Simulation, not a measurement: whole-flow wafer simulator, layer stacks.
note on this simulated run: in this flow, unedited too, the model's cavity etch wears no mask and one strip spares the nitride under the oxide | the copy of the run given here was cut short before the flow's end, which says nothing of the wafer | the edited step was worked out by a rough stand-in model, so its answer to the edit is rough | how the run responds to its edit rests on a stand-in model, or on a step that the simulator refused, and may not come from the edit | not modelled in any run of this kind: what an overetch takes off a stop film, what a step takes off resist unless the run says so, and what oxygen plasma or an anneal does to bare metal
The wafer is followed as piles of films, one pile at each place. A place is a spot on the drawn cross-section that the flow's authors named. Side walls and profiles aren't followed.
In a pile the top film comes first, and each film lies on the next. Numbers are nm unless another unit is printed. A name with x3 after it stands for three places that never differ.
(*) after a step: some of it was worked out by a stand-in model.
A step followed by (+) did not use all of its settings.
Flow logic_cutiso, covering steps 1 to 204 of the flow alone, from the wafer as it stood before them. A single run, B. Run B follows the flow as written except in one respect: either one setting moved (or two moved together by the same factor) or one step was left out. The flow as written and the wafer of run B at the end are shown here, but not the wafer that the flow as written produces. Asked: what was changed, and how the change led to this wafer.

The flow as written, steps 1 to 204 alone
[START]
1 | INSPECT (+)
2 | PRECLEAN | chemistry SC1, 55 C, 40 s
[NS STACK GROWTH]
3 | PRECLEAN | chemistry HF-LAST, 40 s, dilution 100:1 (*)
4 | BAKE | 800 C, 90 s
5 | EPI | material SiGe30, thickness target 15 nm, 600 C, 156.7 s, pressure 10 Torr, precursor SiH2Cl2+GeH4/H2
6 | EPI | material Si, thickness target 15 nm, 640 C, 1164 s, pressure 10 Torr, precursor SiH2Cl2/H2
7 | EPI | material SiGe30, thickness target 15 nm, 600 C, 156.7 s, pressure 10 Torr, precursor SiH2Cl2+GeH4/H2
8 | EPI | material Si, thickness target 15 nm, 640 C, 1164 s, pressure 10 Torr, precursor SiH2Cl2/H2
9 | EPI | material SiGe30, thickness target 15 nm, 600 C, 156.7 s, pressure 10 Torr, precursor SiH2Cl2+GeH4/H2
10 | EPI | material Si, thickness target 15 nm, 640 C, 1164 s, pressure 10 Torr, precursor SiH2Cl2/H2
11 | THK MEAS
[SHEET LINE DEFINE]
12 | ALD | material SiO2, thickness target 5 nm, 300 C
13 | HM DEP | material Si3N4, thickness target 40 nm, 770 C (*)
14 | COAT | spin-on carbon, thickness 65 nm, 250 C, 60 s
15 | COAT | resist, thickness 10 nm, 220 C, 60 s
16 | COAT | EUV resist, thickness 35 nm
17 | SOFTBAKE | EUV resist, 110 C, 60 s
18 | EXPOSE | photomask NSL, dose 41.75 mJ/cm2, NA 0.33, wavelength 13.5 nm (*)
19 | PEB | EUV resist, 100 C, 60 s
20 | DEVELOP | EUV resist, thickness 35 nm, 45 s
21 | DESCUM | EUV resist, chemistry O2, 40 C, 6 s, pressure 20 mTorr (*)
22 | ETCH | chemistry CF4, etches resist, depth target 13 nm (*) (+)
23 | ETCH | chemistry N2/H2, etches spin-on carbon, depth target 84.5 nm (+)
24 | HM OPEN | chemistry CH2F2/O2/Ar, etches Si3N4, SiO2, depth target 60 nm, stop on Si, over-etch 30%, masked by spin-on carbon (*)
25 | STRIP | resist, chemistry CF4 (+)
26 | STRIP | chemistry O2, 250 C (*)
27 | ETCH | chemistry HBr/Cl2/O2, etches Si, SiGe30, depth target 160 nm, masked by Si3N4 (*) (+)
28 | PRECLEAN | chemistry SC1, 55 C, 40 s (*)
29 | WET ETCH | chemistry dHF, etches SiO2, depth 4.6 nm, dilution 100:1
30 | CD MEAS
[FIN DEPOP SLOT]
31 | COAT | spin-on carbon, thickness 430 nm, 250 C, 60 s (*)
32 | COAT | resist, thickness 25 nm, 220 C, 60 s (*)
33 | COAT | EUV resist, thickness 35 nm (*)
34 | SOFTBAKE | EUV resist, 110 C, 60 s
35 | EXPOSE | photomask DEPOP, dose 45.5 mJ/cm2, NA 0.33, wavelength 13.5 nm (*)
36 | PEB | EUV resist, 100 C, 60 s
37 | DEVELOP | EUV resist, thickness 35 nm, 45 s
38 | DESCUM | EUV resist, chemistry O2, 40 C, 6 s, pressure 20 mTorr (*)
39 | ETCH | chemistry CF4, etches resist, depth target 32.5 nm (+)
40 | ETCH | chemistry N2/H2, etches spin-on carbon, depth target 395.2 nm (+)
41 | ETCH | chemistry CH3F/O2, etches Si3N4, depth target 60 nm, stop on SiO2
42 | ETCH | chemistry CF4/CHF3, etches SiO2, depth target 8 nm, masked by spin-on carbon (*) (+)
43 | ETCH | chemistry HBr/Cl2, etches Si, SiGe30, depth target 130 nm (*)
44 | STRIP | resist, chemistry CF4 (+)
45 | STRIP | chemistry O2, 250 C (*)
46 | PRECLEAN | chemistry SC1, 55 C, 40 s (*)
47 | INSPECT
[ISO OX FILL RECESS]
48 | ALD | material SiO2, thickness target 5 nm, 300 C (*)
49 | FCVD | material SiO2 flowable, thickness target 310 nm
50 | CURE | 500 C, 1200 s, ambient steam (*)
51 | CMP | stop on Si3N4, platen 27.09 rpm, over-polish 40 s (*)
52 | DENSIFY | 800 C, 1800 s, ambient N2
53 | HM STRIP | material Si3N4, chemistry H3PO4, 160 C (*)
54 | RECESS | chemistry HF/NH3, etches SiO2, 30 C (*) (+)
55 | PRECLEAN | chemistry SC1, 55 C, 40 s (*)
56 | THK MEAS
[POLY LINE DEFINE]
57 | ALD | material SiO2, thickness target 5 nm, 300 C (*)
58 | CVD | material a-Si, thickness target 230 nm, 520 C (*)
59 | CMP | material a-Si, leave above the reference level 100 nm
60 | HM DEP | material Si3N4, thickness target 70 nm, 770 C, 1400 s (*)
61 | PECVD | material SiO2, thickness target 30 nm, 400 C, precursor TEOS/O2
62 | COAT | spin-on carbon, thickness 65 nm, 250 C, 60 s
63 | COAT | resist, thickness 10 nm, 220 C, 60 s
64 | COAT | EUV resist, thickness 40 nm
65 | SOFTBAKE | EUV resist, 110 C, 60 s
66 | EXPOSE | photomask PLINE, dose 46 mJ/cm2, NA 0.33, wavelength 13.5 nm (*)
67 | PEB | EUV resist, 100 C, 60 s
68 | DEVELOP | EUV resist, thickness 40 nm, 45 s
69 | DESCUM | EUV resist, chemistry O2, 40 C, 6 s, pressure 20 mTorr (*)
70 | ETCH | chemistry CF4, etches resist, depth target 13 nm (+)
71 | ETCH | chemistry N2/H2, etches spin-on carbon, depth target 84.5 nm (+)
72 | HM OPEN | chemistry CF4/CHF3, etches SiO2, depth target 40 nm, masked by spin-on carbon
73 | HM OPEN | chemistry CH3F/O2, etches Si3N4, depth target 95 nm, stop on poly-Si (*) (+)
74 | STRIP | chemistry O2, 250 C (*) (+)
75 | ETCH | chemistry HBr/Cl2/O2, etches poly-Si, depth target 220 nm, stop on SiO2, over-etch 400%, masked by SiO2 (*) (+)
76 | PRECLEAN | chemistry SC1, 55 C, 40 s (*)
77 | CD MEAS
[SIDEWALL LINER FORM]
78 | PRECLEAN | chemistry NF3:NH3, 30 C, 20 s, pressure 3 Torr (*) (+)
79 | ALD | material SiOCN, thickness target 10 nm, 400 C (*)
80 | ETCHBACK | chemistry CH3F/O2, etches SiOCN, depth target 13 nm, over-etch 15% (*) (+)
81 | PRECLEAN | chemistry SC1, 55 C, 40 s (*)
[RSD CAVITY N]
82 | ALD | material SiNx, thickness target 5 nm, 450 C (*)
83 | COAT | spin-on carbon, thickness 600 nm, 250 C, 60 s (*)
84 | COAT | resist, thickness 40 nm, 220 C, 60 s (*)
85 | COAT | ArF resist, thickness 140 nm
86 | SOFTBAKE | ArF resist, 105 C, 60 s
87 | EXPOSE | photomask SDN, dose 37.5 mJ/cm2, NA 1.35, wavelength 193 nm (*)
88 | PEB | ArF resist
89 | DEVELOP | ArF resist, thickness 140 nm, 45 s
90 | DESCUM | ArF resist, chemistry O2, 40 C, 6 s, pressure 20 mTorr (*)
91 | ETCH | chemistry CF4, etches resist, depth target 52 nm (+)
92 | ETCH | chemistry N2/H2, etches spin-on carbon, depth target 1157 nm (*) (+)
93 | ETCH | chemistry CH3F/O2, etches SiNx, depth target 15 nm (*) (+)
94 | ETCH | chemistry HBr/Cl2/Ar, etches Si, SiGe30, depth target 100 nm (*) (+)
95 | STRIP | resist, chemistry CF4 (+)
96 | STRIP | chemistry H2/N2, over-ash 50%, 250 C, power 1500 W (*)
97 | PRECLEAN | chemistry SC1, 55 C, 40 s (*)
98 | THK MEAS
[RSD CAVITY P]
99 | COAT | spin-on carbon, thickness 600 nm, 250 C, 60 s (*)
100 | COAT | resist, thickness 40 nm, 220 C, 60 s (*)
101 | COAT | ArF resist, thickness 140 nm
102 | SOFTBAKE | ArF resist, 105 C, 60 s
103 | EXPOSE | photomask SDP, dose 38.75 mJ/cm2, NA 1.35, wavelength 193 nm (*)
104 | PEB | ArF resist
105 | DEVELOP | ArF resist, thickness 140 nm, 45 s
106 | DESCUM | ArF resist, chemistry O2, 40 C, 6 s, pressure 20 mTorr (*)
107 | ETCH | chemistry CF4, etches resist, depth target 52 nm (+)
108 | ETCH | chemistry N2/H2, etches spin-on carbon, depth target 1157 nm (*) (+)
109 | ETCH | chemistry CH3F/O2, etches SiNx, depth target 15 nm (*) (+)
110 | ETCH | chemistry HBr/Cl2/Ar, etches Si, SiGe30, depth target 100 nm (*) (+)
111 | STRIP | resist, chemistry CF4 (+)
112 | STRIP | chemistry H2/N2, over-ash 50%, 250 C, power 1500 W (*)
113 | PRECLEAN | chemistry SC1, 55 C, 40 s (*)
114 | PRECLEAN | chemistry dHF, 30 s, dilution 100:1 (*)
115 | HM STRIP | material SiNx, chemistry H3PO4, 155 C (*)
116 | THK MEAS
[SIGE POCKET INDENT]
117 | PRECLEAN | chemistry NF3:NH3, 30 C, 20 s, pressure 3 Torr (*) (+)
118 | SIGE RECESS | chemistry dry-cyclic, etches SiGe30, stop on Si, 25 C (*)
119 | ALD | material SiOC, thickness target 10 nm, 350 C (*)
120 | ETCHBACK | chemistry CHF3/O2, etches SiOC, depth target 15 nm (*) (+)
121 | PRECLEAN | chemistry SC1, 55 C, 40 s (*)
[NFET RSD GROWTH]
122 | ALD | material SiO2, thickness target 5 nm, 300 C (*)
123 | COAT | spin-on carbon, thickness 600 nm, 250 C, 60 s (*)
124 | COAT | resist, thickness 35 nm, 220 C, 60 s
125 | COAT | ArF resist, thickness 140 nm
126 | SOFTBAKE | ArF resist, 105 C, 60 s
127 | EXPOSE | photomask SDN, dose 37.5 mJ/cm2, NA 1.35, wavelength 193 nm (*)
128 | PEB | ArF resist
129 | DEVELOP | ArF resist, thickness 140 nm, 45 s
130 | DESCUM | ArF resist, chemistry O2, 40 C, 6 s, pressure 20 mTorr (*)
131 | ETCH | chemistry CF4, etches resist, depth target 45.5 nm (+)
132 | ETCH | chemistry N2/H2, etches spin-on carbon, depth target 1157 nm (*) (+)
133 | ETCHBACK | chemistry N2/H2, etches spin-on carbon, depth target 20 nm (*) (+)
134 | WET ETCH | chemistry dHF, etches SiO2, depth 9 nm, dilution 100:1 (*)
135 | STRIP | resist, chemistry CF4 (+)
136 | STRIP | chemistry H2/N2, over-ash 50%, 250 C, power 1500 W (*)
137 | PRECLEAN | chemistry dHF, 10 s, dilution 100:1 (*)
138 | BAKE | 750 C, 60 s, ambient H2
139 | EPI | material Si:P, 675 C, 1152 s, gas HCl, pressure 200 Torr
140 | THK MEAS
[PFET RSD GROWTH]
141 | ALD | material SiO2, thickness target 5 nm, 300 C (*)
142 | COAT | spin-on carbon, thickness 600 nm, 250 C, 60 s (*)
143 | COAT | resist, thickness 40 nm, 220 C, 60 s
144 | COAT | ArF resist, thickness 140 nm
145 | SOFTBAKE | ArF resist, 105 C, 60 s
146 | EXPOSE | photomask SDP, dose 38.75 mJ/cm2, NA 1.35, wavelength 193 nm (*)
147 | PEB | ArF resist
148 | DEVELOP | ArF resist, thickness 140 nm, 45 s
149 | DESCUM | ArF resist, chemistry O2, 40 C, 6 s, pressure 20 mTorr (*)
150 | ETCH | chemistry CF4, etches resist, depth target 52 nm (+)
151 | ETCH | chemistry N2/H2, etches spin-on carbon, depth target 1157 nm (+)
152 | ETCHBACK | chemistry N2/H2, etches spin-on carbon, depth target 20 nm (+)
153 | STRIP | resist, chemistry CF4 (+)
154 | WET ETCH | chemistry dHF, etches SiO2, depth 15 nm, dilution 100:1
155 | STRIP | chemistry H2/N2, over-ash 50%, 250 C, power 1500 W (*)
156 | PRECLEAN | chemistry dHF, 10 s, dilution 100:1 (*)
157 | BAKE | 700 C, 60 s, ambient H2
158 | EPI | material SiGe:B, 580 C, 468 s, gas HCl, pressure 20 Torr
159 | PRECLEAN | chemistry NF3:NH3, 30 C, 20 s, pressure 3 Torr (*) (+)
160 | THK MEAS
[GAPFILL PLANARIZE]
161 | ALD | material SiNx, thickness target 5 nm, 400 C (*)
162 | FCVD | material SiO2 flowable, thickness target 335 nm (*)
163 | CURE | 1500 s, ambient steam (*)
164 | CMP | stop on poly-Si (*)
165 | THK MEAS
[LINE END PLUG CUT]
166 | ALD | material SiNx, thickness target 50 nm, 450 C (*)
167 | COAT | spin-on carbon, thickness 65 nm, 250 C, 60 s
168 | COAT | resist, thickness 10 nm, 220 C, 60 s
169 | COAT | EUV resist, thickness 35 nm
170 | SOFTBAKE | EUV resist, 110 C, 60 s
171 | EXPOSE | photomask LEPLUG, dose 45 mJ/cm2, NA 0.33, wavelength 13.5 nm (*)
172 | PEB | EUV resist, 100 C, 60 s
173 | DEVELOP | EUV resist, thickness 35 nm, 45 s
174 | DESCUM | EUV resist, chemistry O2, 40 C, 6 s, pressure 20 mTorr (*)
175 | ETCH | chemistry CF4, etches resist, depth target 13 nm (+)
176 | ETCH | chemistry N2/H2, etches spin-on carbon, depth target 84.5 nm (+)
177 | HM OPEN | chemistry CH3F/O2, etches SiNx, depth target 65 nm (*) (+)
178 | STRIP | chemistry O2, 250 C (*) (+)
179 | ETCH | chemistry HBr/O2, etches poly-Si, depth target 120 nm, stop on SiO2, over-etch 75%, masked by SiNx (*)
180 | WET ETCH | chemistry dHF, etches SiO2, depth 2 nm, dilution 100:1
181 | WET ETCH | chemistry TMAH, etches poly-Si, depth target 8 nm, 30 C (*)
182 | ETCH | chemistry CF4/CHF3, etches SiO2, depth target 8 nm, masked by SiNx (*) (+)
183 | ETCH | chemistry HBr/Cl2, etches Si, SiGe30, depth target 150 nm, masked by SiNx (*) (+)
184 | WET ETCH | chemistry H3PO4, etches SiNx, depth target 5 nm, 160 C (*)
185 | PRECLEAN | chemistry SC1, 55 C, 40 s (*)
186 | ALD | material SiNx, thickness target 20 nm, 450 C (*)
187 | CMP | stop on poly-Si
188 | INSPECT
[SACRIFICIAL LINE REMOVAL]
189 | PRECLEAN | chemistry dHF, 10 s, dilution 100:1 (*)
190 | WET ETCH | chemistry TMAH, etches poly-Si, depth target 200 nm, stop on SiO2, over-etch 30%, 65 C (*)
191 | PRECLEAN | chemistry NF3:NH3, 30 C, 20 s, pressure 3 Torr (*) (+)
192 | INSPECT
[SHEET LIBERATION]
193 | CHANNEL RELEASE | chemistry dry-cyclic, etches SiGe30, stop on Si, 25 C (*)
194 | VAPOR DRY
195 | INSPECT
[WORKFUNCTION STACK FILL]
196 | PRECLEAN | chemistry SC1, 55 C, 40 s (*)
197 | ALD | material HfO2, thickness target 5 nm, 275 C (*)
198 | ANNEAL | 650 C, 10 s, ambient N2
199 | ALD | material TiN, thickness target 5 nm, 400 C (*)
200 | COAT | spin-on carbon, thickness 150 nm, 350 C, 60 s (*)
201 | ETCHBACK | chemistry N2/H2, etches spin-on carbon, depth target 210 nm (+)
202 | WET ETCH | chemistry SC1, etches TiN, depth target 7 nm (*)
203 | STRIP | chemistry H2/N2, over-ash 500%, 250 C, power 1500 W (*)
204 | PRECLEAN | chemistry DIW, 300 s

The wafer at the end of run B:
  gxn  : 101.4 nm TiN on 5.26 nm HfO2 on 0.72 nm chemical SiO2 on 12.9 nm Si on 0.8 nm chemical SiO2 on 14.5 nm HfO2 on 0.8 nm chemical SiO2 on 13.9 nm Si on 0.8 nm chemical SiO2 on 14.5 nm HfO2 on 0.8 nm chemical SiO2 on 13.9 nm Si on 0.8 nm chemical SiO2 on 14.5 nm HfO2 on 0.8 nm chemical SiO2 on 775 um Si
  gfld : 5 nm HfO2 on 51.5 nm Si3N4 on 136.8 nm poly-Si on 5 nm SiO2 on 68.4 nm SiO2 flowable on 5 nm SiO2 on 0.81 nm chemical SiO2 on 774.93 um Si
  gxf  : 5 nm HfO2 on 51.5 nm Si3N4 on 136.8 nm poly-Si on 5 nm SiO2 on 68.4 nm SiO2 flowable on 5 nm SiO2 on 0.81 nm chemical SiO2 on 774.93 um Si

Cause: step 58, CVD: thickness target 103.5 nm was run, though the flow has thickness target 230 nm.

How this came from the change, step by step:
  58 | CVD | material a-Si, thickness target 230 nm, 520 C (*)
      gl, glp, gxn and 11 more: a-Si gains 103.5 (new film) (as written it would have been: a-Si gains 230 (new film))
      depop, dpovl, isow, nsgap: a-Si gains 192.9 (new film) (as written it would have been: a-Si gains 319.4 (new film))
      (as well as at 4 more places)
  59 | CMP | material a-Si, leave above the reference level 100 nm
      gfld, gxf, iso, lnri: nothing (as written it would have been: a-Si loses 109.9)
      depop, dpovl, gl and 15 more: a-Si loses 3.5 (as written it would have been: a-Si loses 130)
  60 | HM DEP | material Si3N4, thickness target 70 nm, 770 C, 1400 s (*)
      gfld, gxf, iso, lnri: Si3N4 gains 70 (new film), poly-Si gains 136.8 (new film), a-Si loses 136.8 (all of it) (as written it would have been: Si3N4 gains 70 (new film), poly-Si gains 189.4 (new film), a-Si loses 189.4 (all of it))
  61 | PECVD | material SiO2, thickness target 30 nm, 400 C, precursor TEOS/O2
      gfld, gxf, iso, lnri: SiO2 gains 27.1 (new film) (as written it would have been: SiO2 gains 30 (new film))
  62 | COAT | spin-on carbon, thickness 65 nm, 250 C, 60 s
      gl, glp, lnr and 8 more: spin-on carbon gains 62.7 (new film) (as written it would have been: spin-on carbon gains 65 (new film))
      gxn, gxp: spin-on carbon gains 62.3 (new film) (as written it would have been: spin-on carbon gains 65 (new film))
      (as well as at 4 more places)
  63 | COAT | resist, thickness 10 nm, 220 C, 60 s
      gfld, iso, lnri: resist gains 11 (new film) (as written it would have been: resist gains 10 (new film))
      gxf: resist gains 10.9 (new film) (as written it would have been: resist gains 10 (new film))
  70 | ETCH | chemistry CF4, etches resist, depth target 13 nm (+)
      iso: resist loses 11 (all of it), spin-on carbon loses 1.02 (as written it would have been: resist loses 10 (all of it), spin-on carbon loses 1.5)
      lnri: resist loses 11 (all of it), spin-on carbon loses 1.01 (as written it would have been: resist loses 10 (all of it), spin-on carbon loses 1.5)
  71 | ETCH | chemistry N2/H2, etches spin-on carbon, depth target 84.5 nm (+)
      iso, lnri: spin-on carbon loses 84.5 (as written it would have been: spin-on carbon loses 63.5 (all of it), SiO2 loses 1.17)
      lnr, lnrp, rsdp, rsdx: spin-on carbon loses 61 (all of it), SiO2 loses 1.31 (as written it would have been: spin-on carbon loses 63.5 (all of it), SiO2 loses 1.17)
      (as well as at 3 more places)
  72 | HM OPEN | chemistry CF4/CHF3, etches SiO2, depth target 40 nm, masked by spin-on carbon
      iso: spin-on carbon loses 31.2 (all of it), SiO2 loses 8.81 (as written it would have been: SiO2 loses 28.8 (all of it), Si3N4 loses 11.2)
      lnri: spin-on carbon loses 31.2 (all of it), SiO2 loses 8.83 (as written it would have been: SiO2 loses 28.8 (all of it), Si3N4 loses 11.2)
      (as well as at 2 more places)
  73 | HM OPEN | chemistry CH3F/O2, etches Si3N4, depth target 95 nm, stop on poly-Si (*) (+)
      iso, lnri: SiO2 loses 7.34 (as written it would have been: Si3N4 loses 58.8 (all of it))
  74 | STRIP | chemistry O2, 250 C (*) (+)
      iso, lnri: nothing (as written it would have been: chemical SiO2 gains 0.79 (new film), poly-Si loses 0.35)
      gl, glp: spin-on carbon loses 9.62 (all of it) (as written it would have been: spin-on carbon loses 11.9 (all of it))
      (as well as at 6 more places)
  75 | ETCH | chemistry HBr/Cl2/O2, etches poly-Si, depth target 220 nm, stop on SiO2, over-etch 400%, masked by SiO2 (*) (+)
      iso, lnri: SiO2 loses 7.34 (as written it would have been: chemical SiO2 loses 0.79 (all of it), poly-Si loses 189.1 (all of it), SiO2 loses 4.55)
      depop, dpovl, gfld and 10 more: SiO2 loses 7.34 (as written it would have been: SiO2 loses 9.58)
  78 | PRECLEAN | chemistry NF3:NH3, 30 C, 20 s, pressure 3 Torr (*) (+)
      iso: SiO2 loses 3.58 (all of it), Si3N4 loses 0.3 (as written it would have been: SiO2 loses 0.41 (all of it), SiO2 flowable loses 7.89)
      lnri: SiO2 loses 3.56 (all of it), Si3N4 loses 0.3 (as written it would have been: SiO2 loses 0.41 (all of it), SiO2 flowable loses 7.89)
  80 | ETCHBACK | chemistry CH3F/O2, etches SiOCN, depth target 13 nm, over-etch 15% (*) (+)
      iso: SiOCN loses 10 (all of it), Si3N4 loses 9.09 (as written it would have been: SiOCN loses 10 (all of it), SiO2 flowable loses 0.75)
      lnri: SiOCN loses 0.8 (as written it would have been: SiOCN gains 271.9)
  83 | COAT | spin-on carbon, thickness 600 nm, 250 C, 60 s (*)
      gfld, gxf: spin-on carbon gains 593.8 (new film) (as written it would have been: spin-on carbon gains 528.6 (new film))
      iso: spin-on carbon gains 614.3 (new film) (as written it would have been: spin-on carbon gains 813.5 (new film))
      (as well as at 1 more place)
  96 | STRIP | chemistry H2/N2, over-ash 50%, 250 C, power 1500 W (*)
      gfld, gxf: spin-on carbon loses 593.8 (all of it) (as written it would have been: spin-on carbon loses 528.6 (all of it))
      iso: spin-on carbon loses 614.3 (all of it) (as written it would have been: spin-on carbon loses 813.5 (all of it))
      (as well as at 1 more place)
  ... 28 further steps ...
  203 | STRIP | chemistry H2/N2, over-ash 500%, 250 C, power 1500 W (*)
      gxn, gxp: nothing (as written it would have been: spin-on carbon loses 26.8 (all of it))
      gfld: nothing (as written it would have been: spin-on carbon loses 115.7 (all of it))
      (as well as at 4 more places)
With metal films that touch counted as one body, gxn has 1 body; the flow as written gives 4 bodies (between them, from the top down: HfO2 5 / chemical SiO2 0.72 / Si 12.9 / chemical SiO2 0.8 / HfO2 5; HfO2 5 / chemical SiO2 0.8 / Si 13.9 / chemical SiO2 0.8 / HfO2 5; HfO2 5 / chemical SiO2 0.8 / Si 13.9 / chemical SiO2 0.8 / HfO2 5).
With metal films that touch counted as one body, gfld has 0 bodies; the flow as written gives 1 body.
With metal films that touch counted as one body, gxf has 0 bodies; the flow as written gives 1 body.
